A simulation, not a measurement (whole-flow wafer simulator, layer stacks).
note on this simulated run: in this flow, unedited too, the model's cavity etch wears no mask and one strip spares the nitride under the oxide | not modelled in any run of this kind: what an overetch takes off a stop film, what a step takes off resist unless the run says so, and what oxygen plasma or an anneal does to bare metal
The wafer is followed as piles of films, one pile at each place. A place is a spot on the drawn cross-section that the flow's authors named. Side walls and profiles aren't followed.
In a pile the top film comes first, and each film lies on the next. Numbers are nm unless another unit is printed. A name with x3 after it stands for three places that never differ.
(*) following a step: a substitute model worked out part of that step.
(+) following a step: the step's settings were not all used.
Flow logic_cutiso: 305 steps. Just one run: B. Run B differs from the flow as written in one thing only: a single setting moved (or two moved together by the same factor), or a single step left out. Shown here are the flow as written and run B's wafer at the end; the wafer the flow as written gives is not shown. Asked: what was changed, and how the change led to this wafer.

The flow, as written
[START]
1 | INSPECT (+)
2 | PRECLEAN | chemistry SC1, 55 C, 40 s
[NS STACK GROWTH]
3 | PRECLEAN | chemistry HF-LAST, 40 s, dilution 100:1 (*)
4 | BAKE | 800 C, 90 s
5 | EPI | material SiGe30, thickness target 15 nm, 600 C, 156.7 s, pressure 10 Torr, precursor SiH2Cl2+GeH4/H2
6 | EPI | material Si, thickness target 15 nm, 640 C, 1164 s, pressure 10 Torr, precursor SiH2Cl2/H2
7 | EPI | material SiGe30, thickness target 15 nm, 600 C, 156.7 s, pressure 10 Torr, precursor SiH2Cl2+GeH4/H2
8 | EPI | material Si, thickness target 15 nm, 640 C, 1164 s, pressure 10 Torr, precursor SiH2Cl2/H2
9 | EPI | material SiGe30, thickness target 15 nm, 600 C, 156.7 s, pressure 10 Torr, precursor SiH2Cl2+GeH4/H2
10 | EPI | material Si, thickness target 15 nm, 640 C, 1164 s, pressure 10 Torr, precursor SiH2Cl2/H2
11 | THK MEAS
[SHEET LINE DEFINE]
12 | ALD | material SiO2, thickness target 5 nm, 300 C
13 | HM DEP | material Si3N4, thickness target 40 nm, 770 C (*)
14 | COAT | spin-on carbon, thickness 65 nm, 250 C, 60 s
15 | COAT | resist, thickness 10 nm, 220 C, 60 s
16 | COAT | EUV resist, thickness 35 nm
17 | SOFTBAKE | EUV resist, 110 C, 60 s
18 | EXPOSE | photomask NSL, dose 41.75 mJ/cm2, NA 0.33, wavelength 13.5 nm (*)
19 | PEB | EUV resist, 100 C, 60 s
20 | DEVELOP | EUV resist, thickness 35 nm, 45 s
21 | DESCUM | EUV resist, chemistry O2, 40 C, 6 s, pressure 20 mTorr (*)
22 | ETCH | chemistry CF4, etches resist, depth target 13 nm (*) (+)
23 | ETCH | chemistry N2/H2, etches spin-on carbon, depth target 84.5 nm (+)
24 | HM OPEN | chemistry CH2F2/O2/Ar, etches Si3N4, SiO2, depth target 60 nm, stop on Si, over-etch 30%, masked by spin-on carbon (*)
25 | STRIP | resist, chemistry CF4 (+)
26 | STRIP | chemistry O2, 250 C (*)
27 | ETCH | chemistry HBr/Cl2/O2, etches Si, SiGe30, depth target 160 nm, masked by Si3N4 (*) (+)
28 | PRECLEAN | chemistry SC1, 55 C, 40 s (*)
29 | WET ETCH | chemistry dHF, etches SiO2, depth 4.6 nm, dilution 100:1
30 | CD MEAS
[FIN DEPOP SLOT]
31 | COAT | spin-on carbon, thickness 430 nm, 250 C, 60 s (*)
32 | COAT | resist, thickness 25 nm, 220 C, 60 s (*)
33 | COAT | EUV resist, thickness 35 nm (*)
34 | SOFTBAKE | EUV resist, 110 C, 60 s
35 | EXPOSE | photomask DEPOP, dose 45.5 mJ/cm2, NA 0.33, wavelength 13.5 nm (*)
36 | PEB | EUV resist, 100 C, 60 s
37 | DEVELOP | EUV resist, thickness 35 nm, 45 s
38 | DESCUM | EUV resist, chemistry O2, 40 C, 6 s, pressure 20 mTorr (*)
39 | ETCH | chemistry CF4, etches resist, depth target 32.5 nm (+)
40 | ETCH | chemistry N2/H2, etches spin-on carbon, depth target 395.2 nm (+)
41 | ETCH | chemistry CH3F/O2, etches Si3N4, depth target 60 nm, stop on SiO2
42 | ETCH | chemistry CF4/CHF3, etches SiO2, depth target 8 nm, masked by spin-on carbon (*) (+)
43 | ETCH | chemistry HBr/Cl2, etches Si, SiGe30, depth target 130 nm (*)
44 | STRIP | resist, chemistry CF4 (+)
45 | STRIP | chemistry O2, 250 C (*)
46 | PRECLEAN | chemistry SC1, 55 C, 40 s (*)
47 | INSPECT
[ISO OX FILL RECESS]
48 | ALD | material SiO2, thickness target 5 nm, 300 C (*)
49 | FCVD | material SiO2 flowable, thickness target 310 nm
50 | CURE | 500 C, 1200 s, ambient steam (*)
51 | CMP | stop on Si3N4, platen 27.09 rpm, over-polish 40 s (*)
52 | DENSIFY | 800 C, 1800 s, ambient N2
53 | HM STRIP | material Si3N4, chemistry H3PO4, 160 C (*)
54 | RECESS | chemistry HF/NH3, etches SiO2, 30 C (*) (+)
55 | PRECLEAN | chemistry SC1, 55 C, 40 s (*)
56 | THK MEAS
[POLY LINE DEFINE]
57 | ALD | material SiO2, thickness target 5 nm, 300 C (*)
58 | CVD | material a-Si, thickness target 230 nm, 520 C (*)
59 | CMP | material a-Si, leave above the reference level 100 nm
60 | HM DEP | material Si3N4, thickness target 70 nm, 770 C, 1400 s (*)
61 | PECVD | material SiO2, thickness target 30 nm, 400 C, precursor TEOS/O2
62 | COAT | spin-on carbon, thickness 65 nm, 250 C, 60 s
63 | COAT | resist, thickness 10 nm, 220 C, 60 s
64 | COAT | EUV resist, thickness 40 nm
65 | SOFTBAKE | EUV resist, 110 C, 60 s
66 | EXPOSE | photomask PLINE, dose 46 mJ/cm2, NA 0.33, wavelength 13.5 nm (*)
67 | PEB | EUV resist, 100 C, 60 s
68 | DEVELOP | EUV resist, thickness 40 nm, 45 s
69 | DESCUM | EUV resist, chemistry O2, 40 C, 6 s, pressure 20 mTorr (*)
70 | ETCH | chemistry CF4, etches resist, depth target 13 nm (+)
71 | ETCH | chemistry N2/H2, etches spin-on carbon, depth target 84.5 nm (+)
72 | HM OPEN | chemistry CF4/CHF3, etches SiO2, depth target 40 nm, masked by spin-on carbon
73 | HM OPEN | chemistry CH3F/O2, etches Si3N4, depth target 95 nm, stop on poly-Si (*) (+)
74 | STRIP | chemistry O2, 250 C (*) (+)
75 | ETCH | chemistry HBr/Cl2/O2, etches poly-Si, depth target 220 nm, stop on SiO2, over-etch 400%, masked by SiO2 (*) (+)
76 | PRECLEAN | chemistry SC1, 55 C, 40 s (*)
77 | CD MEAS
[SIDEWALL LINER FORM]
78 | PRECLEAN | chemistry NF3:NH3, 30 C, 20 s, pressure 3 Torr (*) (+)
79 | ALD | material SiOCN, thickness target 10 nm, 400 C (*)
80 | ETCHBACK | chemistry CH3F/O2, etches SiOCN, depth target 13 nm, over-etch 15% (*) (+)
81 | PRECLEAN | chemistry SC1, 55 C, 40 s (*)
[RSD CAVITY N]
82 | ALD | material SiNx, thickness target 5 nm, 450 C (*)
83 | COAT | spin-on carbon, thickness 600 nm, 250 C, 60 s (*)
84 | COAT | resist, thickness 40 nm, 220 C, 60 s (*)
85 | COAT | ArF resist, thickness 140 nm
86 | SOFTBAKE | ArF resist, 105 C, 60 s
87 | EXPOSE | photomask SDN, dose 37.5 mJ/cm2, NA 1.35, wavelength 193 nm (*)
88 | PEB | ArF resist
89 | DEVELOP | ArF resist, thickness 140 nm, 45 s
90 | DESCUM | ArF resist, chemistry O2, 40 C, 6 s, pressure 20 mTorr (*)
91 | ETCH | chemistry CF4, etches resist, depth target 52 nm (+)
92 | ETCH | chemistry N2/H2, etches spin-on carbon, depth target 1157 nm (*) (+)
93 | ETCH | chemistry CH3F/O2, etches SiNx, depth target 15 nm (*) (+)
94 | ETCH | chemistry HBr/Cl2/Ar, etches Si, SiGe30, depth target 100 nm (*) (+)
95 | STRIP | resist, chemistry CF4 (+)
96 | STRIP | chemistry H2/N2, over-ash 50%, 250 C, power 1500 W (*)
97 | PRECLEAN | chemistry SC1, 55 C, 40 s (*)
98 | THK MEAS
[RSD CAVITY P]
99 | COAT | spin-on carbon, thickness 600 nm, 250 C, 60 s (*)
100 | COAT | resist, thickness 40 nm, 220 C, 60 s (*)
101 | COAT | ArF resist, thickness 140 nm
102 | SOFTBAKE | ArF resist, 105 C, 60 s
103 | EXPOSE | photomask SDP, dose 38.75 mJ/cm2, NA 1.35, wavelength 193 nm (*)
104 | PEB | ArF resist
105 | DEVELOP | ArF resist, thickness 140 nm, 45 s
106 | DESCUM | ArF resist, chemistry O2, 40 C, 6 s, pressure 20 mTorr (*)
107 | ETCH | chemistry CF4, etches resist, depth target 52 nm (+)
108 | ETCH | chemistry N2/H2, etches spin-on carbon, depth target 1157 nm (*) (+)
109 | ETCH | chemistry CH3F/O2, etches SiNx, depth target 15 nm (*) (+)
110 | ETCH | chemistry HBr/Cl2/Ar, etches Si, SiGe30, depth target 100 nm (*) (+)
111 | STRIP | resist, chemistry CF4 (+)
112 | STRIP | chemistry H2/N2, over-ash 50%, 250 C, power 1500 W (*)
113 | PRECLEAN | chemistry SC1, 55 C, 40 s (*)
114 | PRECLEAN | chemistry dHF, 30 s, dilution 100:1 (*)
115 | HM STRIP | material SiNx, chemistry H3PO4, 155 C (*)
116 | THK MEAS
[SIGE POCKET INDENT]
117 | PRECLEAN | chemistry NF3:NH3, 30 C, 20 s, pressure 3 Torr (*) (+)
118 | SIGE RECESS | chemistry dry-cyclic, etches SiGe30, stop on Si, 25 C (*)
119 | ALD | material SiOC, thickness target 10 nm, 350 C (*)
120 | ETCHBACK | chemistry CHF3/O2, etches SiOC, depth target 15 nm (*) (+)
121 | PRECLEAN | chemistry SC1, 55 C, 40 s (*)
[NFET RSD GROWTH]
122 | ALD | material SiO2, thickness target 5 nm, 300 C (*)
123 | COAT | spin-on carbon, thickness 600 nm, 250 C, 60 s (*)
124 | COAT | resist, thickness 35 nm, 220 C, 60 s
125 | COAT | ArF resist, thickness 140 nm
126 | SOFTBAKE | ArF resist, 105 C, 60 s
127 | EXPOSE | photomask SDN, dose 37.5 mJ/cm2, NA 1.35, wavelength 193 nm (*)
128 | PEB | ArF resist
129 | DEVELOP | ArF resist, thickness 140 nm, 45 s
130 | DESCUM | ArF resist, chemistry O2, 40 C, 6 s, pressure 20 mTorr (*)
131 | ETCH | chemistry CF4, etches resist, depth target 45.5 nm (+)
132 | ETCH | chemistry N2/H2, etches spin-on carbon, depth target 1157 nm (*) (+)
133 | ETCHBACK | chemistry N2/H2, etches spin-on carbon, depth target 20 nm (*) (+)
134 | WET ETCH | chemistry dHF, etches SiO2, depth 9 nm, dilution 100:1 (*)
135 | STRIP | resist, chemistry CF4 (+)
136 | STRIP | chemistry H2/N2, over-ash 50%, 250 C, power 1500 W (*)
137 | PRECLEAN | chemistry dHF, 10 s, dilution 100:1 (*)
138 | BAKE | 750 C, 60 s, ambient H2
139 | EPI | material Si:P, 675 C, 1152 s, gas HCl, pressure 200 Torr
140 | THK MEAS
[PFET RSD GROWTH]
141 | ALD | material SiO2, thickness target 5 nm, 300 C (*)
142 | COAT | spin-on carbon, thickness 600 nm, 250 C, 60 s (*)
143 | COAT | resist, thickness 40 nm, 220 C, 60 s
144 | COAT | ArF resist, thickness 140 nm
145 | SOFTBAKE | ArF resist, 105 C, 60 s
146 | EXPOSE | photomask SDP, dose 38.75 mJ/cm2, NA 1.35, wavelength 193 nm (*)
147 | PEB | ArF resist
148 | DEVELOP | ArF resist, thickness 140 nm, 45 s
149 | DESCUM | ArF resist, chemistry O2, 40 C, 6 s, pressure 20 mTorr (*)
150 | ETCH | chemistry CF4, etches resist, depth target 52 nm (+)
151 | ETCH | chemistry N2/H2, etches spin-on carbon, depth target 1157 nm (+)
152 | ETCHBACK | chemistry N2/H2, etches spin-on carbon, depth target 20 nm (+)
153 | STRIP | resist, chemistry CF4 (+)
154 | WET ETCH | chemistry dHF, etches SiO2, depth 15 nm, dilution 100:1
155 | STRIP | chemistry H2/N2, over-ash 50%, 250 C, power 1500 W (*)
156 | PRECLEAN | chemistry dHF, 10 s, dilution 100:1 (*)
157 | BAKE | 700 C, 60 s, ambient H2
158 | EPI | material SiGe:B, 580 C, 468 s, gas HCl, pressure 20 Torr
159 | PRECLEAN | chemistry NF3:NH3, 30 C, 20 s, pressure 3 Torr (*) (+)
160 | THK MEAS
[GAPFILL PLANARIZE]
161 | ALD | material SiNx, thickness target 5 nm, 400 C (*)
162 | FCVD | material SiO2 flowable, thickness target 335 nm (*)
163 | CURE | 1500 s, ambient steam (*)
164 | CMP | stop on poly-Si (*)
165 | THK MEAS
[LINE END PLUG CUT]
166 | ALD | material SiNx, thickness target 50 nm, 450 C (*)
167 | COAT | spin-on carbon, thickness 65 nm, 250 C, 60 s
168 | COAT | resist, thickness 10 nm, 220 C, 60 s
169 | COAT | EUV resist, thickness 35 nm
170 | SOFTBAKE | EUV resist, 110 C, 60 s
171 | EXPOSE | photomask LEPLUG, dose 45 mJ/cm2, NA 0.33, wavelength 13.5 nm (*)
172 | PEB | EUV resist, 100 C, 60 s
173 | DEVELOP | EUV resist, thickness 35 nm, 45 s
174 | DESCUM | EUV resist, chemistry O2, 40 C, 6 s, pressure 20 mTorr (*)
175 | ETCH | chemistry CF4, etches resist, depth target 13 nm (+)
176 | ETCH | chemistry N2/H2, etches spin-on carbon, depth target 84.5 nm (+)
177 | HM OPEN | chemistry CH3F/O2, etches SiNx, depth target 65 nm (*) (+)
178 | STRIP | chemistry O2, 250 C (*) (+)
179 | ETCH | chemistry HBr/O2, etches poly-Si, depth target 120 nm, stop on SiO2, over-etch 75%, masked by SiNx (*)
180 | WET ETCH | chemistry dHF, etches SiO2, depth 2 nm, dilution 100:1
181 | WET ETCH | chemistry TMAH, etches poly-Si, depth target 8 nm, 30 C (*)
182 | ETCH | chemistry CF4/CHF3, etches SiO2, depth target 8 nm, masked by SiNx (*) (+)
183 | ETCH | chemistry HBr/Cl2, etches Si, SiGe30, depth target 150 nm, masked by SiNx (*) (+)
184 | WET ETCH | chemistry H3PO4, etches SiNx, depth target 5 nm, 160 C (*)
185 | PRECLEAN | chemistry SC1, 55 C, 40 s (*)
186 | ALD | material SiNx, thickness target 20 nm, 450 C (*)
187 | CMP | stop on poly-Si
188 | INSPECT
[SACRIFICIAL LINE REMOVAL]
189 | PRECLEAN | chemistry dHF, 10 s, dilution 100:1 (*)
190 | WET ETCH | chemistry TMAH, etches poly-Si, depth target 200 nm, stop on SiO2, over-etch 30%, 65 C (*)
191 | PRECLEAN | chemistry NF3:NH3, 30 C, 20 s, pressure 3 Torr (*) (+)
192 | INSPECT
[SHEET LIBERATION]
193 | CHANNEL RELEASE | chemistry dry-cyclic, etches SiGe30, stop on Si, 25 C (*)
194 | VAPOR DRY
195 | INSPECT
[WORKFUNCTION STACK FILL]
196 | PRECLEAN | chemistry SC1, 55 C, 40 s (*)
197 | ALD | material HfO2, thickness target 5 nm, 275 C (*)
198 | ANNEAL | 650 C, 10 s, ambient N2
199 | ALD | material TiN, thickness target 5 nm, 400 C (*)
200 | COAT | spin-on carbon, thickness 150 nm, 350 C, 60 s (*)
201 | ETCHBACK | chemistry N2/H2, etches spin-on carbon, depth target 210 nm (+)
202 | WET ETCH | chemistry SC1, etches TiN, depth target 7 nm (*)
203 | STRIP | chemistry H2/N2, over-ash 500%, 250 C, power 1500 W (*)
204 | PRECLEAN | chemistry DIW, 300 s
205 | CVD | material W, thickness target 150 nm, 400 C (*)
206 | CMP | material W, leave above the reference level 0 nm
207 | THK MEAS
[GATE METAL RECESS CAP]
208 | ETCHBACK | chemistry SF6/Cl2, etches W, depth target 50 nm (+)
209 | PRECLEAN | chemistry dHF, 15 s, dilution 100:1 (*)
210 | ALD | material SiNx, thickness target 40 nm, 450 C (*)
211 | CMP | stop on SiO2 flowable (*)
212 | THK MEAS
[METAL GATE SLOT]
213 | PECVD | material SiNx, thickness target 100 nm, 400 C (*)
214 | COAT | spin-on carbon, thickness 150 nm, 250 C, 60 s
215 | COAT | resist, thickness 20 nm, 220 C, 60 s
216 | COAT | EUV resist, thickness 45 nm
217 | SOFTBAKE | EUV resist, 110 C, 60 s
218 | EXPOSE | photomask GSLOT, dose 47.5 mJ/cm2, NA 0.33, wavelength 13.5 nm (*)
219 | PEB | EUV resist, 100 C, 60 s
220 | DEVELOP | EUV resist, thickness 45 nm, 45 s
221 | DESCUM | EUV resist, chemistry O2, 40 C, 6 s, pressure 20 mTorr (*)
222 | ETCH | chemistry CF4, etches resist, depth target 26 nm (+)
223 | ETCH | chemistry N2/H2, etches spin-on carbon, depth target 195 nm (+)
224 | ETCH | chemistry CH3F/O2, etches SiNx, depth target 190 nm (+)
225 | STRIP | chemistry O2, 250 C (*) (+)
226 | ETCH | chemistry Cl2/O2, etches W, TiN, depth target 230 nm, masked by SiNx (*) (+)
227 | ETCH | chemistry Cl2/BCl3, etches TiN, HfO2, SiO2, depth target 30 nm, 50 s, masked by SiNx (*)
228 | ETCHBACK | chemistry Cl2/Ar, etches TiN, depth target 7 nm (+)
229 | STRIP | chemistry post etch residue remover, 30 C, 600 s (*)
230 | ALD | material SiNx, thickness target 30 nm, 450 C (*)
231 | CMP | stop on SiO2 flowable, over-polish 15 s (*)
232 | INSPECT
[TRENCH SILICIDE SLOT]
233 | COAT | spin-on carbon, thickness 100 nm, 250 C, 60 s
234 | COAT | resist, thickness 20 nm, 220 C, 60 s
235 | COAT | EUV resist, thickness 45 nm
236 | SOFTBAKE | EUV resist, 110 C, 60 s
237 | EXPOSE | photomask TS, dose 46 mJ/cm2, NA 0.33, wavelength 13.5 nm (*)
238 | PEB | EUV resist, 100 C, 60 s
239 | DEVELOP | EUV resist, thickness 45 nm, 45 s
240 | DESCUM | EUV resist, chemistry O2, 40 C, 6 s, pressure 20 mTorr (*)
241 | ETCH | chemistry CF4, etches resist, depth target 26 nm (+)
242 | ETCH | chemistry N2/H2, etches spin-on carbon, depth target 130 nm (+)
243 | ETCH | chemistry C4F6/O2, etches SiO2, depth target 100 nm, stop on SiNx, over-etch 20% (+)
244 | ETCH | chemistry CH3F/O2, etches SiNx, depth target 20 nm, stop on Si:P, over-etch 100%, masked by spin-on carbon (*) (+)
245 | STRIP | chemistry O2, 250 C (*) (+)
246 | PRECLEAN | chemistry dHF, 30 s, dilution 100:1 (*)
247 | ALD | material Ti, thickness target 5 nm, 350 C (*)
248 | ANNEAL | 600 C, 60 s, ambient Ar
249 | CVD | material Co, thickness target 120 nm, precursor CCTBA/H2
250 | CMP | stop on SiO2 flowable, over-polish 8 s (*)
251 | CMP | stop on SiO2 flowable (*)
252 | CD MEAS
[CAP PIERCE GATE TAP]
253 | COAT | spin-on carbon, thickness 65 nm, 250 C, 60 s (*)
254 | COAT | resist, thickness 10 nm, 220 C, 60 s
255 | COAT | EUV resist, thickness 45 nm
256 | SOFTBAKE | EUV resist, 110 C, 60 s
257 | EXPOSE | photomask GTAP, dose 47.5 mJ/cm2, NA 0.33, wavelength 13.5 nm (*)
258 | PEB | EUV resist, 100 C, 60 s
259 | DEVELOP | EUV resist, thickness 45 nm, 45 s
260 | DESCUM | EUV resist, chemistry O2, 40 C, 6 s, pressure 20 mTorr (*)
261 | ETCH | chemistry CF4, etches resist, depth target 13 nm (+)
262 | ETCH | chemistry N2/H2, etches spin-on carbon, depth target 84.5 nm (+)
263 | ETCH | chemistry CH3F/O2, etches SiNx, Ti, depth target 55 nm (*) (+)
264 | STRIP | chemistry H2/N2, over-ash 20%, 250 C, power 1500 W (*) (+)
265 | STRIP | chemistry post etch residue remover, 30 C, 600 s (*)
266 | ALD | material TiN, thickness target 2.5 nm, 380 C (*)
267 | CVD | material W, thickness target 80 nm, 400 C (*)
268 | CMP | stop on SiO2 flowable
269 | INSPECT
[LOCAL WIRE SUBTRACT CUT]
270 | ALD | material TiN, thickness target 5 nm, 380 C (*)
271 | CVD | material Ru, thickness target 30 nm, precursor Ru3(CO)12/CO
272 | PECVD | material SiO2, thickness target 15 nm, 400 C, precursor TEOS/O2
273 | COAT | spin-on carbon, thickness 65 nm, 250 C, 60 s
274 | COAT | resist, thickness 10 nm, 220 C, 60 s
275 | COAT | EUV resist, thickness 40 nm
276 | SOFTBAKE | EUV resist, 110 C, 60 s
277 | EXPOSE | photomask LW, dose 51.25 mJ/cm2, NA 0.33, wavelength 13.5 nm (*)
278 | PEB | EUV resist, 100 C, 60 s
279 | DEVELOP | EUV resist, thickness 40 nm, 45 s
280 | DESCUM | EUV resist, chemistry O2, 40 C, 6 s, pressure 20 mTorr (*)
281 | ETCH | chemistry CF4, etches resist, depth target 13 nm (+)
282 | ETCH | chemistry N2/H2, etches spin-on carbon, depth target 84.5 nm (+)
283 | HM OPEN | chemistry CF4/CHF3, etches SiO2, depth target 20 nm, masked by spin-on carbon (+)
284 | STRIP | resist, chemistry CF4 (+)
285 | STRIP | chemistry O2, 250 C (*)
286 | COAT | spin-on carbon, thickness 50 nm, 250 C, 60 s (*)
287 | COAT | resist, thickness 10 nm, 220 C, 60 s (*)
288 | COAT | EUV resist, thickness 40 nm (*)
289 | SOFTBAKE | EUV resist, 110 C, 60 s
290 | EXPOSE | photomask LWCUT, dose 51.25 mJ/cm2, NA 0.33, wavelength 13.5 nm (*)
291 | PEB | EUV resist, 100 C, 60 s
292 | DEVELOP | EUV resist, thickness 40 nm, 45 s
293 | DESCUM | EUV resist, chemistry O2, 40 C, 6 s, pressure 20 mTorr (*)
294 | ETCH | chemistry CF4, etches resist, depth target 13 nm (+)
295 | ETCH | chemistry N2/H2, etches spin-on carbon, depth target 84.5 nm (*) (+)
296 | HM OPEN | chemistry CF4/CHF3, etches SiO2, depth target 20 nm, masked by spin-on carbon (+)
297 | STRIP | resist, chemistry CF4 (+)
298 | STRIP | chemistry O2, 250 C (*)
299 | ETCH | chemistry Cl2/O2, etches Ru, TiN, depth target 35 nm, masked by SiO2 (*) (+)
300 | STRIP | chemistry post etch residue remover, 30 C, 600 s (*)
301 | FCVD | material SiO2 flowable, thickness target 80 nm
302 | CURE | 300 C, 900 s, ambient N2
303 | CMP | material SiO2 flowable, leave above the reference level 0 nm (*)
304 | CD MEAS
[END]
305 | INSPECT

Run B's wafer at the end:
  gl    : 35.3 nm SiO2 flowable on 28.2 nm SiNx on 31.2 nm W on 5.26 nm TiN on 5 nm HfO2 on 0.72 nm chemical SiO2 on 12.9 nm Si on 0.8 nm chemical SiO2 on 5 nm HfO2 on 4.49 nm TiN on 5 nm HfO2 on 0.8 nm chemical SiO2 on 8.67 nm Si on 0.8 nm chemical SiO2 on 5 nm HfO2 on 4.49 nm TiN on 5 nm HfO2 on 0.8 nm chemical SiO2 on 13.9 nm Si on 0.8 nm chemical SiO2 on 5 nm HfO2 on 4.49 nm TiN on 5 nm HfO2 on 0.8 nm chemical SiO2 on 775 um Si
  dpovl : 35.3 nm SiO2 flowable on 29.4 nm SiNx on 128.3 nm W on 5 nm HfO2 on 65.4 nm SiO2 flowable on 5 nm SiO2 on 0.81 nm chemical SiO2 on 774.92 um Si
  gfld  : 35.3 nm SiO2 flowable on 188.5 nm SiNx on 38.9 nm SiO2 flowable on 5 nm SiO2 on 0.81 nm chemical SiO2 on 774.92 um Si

The reason: step 8, EPI: 756.9 s was run, while the flow as written has 1164 s.

The path from the change to this, step by step:
  8 | EPI | material Si, thickness target 15 nm, 640 C, 1164 s, pressure 10 Torr, precursor SiH2Cl2/H2
      depop, dpovl, gfld and 19 more: +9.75 Si (new film) (it would be, as written: +15 Si (new film))
  27 | ETCH | chemistry HBr/Cl2/O2, etches Si, SiGe30, depth target 160 nm, masked by Si3N4 (*) (+)
      gfld, gxf, iso, lnri: -0.79 chemical SiO2 (all of it), -11.4 Si (all of it), -15 SiGe30 (all of it), -9.75 Si (all of it), -15 SiGe30 (all of it), -15 Si (all of it), -15 SiGe30 (all of it), -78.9 Si (it would be, as written: -0.79 chemical SiO2 (all of it), -11.4 Si (all of it), -15 SiGe30 (all of it), -15 Si (all of it), -15 SiGe30 (all of it), -15 Si (all of it), -15 SiGe30 (all of it), -73.6 Si)
      dpovl, nsgap: -0.79 chemical SiO2 (all of it), -11.8 Si (all of it), -15 SiGe30 (all of it), -9.75 Si (all of it), -15 SiGe30 (all of it), -15 Si (all of it), -15 SiGe30 (all of it), -78.5 Si (it would be, as written: -0.79 chemical SiO2 (all of it), -11.8 Si (all of it), -15 SiGe30 (all of it), -15 Si (all of it), -15 SiGe30 (all of it), -15 Si (all of it), -15 SiGe30 (all of it), -73.2 Si)
      (as well as at 1 more place)
  43 | ETCH | chemistry HBr/Cl2, etches Si, SiGe30, depth target 130 nm (*)
      depop: -14 Si (all of it), -15 SiGe30 (all of it), -9.75 Si (all of it), -15 SiGe30 (all of it), -15 Si (all of it), -15 SiGe30 (all of it), -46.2 Si (it would be, as written: -14 Si (all of it), -15 SiGe30 (all of it), -15 Si (all of it), -15 SiGe30 (all of it), -15 Si (all of it), -15 SiGe30 (all of it), -41 Si)
  94 | ETCH | chemistry HBr/Cl2/Ar, etches Si, SiGe30, depth target 100 nm (*) (+)
      rsdn, rsdx: -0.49 chemical SiO2 (all of it), -12.8 Si (all of it), -15 SiGe30 (all of it), -9.75 Si (all of it), -15 SiGe30 (all of it), -15 Si (all of it), -15 SiGe30 (all of it), -17.4 Si (it would be, as written: -0.49 chemical SiO2 (all of it), -12.8 Si (all of it), -15 SiGe30 (all of it), -15 Si (all of it), -15 SiGe30 (all of it), -15 Si (all of it), -15 SiGe30 (all of it), -12.2 Si)
  110 | ETCH | chemistry HBr/Cl2/Ar, etches Si, SiGe30, depth target 100 nm (*) (+)
      rsdp, rsdw: -0.49 chemical SiO2 (all of it), -12.8 Si (all of it), -15 SiGe30 (all of it), -9.75 Si (all of it), -15 SiGe30 (all of it), -15 Si (all of it), -15 SiGe30 (all of it), -17.4 Si (it would be, as written: -0.49 chemical SiO2 (all of it), -12.8 Si (all of it), -15 SiGe30 (all of it), -15 Si (all of it), -15 SiGe30 (all of it), -15 Si (all of it), -15 SiGe30 (all of it), -12.2 Si)
  183 | ETCH | chemistry HBr/Cl2, etches Si, SiGe30, depth target 150 nm, masked by SiNx (*) (+)
      plug: -13.6 Si (all of it), -15 SiGe30 (all of it), -9.75 Si (all of it), -15 SiGe30 (all of it), -15 Si (all of it), -15 SiGe30 (all of it), -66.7 Si (it would be, as written: -13.6 Si (all of it), -15 SiGe30 (all of it), -15 Si (all of it), -15 SiGe30 (all of it), -15 Si (all of it), -15 SiGe30 (all of it), -61.4 Si)
